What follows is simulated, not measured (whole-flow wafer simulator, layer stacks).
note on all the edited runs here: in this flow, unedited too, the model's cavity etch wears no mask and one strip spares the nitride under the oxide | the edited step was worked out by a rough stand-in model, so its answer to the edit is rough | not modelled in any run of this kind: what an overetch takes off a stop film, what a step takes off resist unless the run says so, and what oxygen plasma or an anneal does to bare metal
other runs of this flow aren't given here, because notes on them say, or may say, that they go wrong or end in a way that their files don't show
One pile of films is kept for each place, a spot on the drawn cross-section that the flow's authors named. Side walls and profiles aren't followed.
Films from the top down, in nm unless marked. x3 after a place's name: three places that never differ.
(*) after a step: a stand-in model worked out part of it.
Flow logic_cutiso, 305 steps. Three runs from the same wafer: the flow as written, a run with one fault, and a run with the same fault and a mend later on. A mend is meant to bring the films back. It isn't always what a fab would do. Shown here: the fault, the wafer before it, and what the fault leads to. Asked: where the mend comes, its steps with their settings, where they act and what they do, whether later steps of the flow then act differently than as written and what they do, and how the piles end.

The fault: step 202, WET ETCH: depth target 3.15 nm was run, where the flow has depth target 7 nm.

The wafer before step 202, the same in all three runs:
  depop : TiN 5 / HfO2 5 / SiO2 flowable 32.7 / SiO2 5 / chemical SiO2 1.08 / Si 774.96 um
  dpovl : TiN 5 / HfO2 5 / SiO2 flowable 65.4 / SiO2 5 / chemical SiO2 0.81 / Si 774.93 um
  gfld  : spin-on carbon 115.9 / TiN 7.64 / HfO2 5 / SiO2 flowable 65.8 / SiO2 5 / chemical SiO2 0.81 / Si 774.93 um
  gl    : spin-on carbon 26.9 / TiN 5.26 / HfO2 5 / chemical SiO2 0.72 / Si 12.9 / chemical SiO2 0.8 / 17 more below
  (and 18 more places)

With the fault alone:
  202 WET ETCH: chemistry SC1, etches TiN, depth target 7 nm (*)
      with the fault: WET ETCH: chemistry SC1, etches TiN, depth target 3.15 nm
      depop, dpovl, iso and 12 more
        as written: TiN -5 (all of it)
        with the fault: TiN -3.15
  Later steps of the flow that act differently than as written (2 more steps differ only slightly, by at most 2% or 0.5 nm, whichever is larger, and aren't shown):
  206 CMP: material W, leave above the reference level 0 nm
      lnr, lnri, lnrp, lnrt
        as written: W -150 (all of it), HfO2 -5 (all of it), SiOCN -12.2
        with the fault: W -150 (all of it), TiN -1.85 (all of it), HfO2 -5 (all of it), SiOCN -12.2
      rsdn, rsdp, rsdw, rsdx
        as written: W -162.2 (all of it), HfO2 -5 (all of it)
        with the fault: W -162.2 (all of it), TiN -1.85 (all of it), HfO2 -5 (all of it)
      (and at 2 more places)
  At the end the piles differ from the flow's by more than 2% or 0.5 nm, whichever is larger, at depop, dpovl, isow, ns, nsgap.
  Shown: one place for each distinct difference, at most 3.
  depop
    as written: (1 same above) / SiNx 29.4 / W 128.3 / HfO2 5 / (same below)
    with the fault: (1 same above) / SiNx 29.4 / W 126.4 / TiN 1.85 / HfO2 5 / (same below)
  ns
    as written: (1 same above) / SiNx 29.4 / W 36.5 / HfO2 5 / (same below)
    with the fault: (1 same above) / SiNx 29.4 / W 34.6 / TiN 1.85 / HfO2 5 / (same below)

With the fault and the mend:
  The mend comes after step 202.
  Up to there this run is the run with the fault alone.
  202a WET ETCH: chemistry SC1, etches TiN, depth target 3.85 nm (*) (the flow's step 202 once more, with other settings)
      depop, dpovl, iso and 12 more
        TiN -1.85 (all of it)
  No later step of the flow acts differently than as written, at any place that is followed, by more than 2% or 0.5 nm, whichever is larger.
  At the end the piles are the same as the flow's at every place that both follow.
